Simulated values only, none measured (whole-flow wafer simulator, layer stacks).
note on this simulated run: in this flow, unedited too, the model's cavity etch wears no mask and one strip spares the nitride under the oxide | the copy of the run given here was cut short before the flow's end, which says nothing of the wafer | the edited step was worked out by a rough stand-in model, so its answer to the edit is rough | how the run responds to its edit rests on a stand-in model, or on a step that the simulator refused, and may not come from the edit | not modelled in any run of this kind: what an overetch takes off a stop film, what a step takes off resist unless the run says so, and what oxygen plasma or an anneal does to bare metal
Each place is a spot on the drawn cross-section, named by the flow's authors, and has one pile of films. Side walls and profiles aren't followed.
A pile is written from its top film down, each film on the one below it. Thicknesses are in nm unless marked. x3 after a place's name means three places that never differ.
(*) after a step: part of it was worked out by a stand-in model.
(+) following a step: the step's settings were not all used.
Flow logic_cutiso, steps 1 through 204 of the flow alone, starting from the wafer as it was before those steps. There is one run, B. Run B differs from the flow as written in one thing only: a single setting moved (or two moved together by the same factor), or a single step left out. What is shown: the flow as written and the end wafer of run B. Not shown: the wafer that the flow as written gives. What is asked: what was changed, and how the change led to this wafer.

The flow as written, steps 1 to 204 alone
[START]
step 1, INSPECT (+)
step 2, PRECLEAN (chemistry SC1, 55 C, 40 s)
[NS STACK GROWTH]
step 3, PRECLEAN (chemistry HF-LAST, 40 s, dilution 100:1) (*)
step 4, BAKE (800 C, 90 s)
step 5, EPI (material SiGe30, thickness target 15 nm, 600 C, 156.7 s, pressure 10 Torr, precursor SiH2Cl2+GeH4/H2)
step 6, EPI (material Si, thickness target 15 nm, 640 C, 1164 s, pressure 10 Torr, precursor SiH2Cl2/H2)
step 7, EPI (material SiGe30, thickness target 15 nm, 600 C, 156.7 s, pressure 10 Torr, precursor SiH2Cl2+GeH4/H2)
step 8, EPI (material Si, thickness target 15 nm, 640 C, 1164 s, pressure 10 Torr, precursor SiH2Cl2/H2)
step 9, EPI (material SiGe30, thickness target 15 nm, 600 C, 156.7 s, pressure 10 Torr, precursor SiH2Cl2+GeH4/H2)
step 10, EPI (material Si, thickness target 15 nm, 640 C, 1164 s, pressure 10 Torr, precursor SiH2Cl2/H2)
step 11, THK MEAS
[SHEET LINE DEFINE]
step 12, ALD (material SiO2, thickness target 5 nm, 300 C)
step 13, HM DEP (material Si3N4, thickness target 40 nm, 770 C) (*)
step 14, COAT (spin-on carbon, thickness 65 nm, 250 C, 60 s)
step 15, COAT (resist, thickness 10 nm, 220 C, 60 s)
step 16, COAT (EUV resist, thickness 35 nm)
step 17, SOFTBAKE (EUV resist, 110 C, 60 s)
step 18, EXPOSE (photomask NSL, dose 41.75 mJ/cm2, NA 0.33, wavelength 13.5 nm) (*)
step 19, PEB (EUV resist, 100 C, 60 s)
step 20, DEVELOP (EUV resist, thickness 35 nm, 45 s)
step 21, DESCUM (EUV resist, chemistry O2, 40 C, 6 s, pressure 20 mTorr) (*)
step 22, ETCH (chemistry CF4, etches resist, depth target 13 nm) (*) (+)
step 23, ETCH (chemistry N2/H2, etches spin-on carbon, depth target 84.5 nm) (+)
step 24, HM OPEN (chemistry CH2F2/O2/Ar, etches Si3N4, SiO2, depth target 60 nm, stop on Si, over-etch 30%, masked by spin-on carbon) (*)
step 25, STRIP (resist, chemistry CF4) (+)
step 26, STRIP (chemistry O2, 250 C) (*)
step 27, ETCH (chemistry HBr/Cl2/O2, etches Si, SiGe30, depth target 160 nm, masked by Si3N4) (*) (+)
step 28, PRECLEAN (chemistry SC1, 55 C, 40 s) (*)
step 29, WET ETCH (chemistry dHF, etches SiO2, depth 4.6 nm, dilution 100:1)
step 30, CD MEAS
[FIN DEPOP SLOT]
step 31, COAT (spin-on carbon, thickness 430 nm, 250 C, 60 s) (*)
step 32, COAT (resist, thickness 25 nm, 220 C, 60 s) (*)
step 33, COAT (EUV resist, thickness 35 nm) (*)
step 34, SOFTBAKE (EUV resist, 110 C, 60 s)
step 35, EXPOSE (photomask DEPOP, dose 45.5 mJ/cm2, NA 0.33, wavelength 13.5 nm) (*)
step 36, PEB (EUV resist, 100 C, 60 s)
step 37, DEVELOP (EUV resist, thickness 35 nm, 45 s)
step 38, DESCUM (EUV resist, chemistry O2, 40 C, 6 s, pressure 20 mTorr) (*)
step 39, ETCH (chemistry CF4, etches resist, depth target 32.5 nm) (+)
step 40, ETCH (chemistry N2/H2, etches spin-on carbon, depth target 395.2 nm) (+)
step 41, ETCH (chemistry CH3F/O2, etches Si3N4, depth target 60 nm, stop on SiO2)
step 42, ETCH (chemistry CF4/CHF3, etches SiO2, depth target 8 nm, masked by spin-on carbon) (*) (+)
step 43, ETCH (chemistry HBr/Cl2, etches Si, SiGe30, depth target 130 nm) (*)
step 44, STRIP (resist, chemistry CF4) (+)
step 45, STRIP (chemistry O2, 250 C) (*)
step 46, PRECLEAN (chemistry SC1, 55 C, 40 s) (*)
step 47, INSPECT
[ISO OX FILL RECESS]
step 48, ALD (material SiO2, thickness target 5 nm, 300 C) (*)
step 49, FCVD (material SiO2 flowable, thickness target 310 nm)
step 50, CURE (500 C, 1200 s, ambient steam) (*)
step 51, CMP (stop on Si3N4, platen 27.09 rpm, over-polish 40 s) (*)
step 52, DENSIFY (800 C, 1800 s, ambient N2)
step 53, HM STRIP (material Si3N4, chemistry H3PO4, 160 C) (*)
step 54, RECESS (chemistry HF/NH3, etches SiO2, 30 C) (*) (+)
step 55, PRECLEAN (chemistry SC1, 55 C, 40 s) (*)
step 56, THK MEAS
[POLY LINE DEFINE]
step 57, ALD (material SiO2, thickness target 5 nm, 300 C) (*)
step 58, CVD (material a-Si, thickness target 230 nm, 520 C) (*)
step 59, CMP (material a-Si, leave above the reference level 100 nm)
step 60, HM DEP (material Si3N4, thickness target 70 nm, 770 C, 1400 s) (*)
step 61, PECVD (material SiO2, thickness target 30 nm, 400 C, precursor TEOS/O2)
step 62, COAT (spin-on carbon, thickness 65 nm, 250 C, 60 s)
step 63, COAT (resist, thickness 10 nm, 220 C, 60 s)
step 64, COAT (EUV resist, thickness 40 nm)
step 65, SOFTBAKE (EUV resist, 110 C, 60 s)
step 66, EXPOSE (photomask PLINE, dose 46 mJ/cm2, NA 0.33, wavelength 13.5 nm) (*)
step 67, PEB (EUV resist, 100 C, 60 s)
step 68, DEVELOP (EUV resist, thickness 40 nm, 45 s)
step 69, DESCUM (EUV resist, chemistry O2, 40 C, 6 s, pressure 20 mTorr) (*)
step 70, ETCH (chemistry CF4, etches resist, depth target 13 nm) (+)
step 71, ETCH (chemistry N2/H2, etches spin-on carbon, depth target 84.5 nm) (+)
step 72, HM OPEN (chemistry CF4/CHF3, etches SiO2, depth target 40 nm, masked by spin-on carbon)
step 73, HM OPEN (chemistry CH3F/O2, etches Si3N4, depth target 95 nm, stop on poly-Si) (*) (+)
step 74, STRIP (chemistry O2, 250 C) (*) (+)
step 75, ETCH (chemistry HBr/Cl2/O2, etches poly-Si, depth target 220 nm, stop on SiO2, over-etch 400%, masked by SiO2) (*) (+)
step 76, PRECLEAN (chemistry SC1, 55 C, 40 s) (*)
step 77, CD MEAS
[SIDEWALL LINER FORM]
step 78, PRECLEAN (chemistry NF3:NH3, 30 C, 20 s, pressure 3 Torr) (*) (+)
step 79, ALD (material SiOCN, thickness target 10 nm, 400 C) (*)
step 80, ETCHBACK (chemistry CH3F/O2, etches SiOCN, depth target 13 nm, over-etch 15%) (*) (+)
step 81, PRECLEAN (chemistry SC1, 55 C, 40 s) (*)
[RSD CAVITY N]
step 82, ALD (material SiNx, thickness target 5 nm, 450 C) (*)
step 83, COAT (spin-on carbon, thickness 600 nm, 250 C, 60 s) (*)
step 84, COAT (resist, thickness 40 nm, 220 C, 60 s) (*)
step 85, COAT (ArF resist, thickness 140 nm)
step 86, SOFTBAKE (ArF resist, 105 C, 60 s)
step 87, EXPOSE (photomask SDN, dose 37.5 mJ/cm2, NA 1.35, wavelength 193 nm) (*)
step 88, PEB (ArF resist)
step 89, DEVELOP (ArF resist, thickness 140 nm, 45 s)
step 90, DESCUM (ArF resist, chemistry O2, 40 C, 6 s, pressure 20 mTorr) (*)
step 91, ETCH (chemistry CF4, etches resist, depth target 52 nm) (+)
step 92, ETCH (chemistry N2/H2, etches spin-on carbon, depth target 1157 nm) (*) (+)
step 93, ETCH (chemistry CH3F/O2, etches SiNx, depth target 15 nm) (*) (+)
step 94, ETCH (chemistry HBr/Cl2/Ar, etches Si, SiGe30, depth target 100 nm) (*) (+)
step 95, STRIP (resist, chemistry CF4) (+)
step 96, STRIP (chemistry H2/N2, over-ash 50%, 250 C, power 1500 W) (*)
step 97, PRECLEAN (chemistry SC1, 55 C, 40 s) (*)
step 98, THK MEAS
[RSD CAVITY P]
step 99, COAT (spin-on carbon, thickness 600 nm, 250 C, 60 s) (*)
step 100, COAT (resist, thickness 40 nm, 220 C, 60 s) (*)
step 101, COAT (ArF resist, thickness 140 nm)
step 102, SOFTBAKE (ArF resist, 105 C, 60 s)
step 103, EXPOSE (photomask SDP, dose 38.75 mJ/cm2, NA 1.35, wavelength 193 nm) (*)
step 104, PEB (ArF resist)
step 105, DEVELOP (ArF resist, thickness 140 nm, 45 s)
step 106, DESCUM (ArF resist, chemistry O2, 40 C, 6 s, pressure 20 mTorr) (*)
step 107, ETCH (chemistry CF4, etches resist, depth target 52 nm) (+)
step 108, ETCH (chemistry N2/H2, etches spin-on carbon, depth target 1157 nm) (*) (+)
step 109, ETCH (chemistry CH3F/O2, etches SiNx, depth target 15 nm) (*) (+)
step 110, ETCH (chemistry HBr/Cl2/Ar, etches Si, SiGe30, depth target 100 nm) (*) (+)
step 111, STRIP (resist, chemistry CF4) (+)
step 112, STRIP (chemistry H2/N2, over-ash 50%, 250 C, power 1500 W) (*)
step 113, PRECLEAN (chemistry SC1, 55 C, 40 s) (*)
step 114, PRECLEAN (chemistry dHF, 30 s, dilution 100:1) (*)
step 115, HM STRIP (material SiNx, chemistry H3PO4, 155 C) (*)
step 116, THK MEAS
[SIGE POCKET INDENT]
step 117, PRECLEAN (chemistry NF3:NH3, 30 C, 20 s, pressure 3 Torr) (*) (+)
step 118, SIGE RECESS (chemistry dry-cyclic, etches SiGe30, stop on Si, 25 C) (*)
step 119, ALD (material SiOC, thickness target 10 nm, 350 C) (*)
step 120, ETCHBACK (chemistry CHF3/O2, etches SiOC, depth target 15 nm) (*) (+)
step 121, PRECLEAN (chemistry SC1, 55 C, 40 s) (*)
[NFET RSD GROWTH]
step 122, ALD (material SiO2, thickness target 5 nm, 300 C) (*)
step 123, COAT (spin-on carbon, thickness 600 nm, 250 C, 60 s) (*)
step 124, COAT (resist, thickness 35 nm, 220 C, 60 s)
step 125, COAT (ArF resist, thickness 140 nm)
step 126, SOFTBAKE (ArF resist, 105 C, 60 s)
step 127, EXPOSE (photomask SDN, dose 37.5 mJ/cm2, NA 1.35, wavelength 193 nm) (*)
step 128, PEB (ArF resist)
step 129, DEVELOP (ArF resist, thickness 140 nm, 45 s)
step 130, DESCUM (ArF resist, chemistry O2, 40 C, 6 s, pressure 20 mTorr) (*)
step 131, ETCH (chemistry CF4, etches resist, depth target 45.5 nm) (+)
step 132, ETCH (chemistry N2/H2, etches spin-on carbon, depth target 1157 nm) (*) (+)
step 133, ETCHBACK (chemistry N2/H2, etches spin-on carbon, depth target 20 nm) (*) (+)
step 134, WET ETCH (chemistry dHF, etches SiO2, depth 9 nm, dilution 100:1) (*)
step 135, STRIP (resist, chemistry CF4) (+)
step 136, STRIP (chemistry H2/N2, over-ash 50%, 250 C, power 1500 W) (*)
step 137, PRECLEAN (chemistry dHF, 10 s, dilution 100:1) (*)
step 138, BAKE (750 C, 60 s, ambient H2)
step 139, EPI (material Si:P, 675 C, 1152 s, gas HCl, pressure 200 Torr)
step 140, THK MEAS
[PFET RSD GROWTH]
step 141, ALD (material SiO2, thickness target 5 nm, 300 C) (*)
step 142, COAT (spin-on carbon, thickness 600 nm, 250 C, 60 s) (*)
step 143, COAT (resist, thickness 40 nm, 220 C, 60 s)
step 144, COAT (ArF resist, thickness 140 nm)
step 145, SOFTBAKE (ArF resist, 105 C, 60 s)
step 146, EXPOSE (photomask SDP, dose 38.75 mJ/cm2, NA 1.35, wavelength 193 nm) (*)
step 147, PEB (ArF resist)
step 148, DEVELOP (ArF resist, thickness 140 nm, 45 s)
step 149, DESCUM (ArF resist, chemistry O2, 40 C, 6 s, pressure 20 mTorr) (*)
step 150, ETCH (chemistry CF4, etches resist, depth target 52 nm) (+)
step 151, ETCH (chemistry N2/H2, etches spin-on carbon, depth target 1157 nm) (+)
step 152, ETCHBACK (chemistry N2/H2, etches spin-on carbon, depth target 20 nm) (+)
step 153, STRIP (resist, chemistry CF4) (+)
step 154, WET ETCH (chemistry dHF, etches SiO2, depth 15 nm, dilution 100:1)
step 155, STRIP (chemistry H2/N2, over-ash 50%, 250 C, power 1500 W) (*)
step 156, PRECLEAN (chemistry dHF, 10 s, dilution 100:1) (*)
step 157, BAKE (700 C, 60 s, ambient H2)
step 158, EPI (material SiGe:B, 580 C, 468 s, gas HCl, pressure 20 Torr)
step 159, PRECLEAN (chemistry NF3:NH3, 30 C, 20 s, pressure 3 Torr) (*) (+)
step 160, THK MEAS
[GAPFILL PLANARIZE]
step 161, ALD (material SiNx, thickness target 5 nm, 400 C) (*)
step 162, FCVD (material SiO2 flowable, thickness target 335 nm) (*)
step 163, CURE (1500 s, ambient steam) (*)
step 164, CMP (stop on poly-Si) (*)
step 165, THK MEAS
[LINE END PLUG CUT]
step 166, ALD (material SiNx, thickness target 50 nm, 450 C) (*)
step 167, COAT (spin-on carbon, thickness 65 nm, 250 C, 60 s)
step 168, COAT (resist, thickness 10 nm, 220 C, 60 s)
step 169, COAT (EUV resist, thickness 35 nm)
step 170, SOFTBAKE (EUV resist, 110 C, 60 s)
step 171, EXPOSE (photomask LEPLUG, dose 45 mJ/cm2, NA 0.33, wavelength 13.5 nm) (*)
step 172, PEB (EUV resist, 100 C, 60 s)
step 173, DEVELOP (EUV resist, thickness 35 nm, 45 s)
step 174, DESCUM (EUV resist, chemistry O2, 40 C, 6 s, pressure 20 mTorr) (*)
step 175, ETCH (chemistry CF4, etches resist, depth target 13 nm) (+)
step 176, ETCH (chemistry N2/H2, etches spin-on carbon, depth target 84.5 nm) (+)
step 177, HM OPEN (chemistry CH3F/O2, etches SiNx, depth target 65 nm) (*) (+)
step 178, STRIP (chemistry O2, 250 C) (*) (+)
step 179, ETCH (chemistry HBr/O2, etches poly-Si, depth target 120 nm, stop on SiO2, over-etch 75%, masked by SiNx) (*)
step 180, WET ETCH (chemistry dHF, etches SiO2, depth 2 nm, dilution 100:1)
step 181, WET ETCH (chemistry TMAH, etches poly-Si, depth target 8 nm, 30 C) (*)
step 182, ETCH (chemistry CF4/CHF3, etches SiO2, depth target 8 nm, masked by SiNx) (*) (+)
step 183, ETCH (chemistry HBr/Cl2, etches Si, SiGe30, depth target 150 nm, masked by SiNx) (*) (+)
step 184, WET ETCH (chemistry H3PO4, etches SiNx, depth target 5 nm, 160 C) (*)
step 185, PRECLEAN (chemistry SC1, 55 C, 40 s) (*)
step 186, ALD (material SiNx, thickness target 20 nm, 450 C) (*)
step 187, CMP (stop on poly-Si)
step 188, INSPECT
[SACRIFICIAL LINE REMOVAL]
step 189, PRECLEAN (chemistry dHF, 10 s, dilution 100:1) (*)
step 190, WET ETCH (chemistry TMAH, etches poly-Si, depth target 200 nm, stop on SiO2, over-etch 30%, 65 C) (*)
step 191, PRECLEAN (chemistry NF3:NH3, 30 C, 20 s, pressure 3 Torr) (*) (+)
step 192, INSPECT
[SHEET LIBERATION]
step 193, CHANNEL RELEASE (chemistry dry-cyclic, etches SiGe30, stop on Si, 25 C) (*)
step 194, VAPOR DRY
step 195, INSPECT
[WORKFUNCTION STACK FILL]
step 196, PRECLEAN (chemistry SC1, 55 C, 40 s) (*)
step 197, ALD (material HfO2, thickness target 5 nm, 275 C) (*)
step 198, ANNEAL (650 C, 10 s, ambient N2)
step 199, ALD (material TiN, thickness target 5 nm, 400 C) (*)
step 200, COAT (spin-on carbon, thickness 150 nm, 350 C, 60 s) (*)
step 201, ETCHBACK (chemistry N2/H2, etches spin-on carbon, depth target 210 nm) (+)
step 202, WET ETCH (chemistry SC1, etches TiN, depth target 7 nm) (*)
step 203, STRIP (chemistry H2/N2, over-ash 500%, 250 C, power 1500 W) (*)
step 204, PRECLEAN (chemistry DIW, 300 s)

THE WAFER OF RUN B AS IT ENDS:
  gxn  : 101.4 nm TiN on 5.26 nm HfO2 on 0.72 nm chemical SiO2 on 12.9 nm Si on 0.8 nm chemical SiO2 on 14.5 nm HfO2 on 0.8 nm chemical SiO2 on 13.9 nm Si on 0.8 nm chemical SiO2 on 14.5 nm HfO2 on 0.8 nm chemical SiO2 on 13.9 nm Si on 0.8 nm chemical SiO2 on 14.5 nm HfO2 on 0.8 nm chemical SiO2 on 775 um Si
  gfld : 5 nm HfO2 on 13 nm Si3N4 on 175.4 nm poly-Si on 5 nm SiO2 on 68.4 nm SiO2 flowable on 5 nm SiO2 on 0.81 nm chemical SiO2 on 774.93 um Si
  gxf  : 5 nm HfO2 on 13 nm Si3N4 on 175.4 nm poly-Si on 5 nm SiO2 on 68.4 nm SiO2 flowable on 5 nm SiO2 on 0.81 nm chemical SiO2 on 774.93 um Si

The reason: step 58, CVD: thickness target 126.5 nm was run, whereas the flow has thickness target 230 nm.

Step by step, how the change led to this:
  step 58, CVD (material a-Si, thickness target 230 nm, 520 C) (*)
      gl, glp, gxn and 11 more: a-Si gains 126.5 (new film) (in the flow as written it would be: a-Si gains 230 (new film))
      depop, dpovl, isow, nsgap: a-Si gains 215.9 (new film) (in the flow as written it would be: a-Si gains 319.4 (new film))
      (and at 4 other places as well)
  step 59, CMP (material a-Si, leave above the reference level 100 nm)
      gfld, gxf, iso, lnri: nothing (in the flow as written it would be: a-Si loses 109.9)
      depop, dpovl, gl and 15 more: a-Si loses 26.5 (in the flow as written it would be: a-Si loses 130)
  step 60, HM DEP (material Si3N4, thickness target 70 nm, 770 C, 1400 s) (*)
      gfld, gxf, iso, lnri: Si3N4 gains 70 (new film), poly-Si gains 175.4 (new film), a-Si loses 175.4 (all of it) (in the flow as written it would be: Si3N4 gains 70 (new film), poly-Si gains 189.4 (new film), a-Si loses 189.4 (all of it))
  step 61, PECVD (material SiO2, thickness target 30 nm, 400 C, precursor TEOS/O2)
      gfld, gxf, iso, lnri: SiO2 gains 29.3 (new film) (in the flow as written it would be: SiO2 gains 30 (new film))
  step 62, COAT (spin-on carbon, thickness 65 nm, 250 C, 60 s)
      gl, glp, lnrp and 7 more: spin-on carbon gains 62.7 (new film) (in the flow as written it would be: spin-on carbon gains 65 (new film))
      gxf, lnri: spin-on carbon gains 76.9 (new film) (in the flow as written it would be: spin-on carbon gains 65 (new film))
      (and at 5 other places as well)
  step 63, COAT (resist, thickness 10 nm, 220 C, 60 s)
      gfld: resist gains 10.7 (new film) (in the flow as written it would be: resist gains 10 (new film))
  step 71, ETCH (chemistry N2/H2, etches spin-on carbon, depth target 84.5 nm) (+)
      lnr, lnrp, lnrt, rsdn, rsdp, rsdw, rsdx: spin-on carbon loses 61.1 (all of it), SiO2 loses 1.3 (in the flow as written it would be: spin-on carbon loses 63.5 (all of it), SiO2 loses 1.17)
      iso: spin-on carbon loses 75.4 (all of it), SiO2 loses 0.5 (in the flow as written it would be: spin-on carbon loses 63.5 (all of it), SiO2 loses 1.17)
      (and at 1 other place as well)
  step 72, HM OPEN (chemistry CF4/CHF3, etches SiO2, depth target 40 nm, masked by spin-on carbon)
      gfld: resist loses 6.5 (all of it), spin-on carbon loses 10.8 (in the flow as written it would be: resist loses 5.78 (all of it), spin-on carbon loses 11)
  step 74, STRIP (chemistry O2, 250 C) (*) (+)
      gl, glp: spin-on carbon loses 9.68 (all of it) (in the flow as written it would be: spin-on carbon loses 11.9 (all of it))
      gxn, gxp: spin-on carbon loses 9.49 (all of it) (in the flow as written it would be: spin-on carbon loses 11.9 (all of it))
      (and at 4 other places as well)
  step 75, ETCH (chemistry HBr/Cl2/O2, etches poly-Si, depth target 220 nm, stop on SiO2, over-etch 400%, masked by SiO2) (*) (+)
      iso, lnri: chemical SiO2 loses 0.79 (all of it), poly-Si loses 175 (all of it), SiO2 loses 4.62 (in the flow as written it would be: chemical SiO2 loses 0.79 (all of it), poly-Si loses 189.1 (all of it), SiO2 loses 4.55)
  step 80, ETCHBACK (chemistry CH3F/O2, etches SiOCN, depth target 13 nm, over-etch 15%) (*) (+)
      lnri: SiOCN gains 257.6 (in the flow as written it would be: SiOCN gains 271.9)
  step 83, COAT (spin-on carbon, thickness 600 nm, 250 C, 60 s) (*)
      gfld, gxf: spin-on carbon gains 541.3 (new film) (in the flow as written it would be: spin-on carbon gains 528.6 (new film))
      lnri: spin-on carbon gains 543.5 (new film) (in the flow as written it would be: spin-on carbon gains 530.9 (new film))
  step 96, STRIP (chemistry H2/N2, over-ash 50%, 250 C, power 1500 W) (*)
      gfld, gxf: spin-on carbon loses 541.3 (all of it) (in the flow as written it would be: spin-on carbon loses 528.6 (all of it))
      lnri: spin-on carbon loses 543.5 (all of it) (in the flow as written it would be: spin-on carbon loses 530.9 (all of it))
  step 99, COAT (spin-on carbon, thickness 600 nm, 250 C, 60 s) (*)
      gfld: spin-on carbon gains 522.4 (new film) (in the flow as written it would be: spin-on carbon gains 509.8 (new film))
      gxf: spin-on carbon gains 522.3 (new film) (in the flow as written it would be: spin-on carbon gains 509.7 (new film))
      (and at 1 other place as well)
  step 112, STRIP (chemistry H2/N2, over-ash 50%, 250 C, power 1500 W) (*)
      gfld: spin-on carbon loses 522.4 (all of it) (in the flow as written it would be: spin-on carbon loses 509.8 (all of it))
      gxf: spin-on carbon loses 522.3 (all of it) (in the flow as written it would be: spin-on carbon loses 509.7 (all of it))
      (and at 1 other place as well)
  step 119, ALD (material SiOC, thickness target 10 nm, 350 C) (*)
      gxn, gxp: SiOC gains 10 (new film) (in the flow as written it would be: SiOC gains 11 (new film))
  ... 20 further steps ...
  step 203, STRIP (chemistry H2/N2, over-ash 500%, 250 C, power 1500 W) (*)
      gxn, gxp: nothing (in the flow as written it would be: spin-on carbon loses 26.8 (all of it))
      gfld: nothing (in the flow as written it would be: spin-on carbon loses 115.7 (all of it))
      (and at 4 other places as well)
If metal films that touch count as one body, gxn has 1 body; the flow as written gives 4 bodies (between them, from the top down: HfO2 5 / chemical SiO2 0.72 / Si 12.9 / chemical SiO2 0.8 / HfO2 5; HfO2 5 / chemical SiO2 0.8 / Si 13.9 / chemical SiO2 0.8 / HfO2 5; HfO2 5 / chemical SiO2 0.8 / Si 13.9 / chemical SiO2 0.8 / HfO2 5).
If metal films that touch count as one body, gfld has 0 bodies; the flow as written gives 1 body.
If metal films that touch count as one body, gxf has 0 bodies; the flow as written gives 1 body.
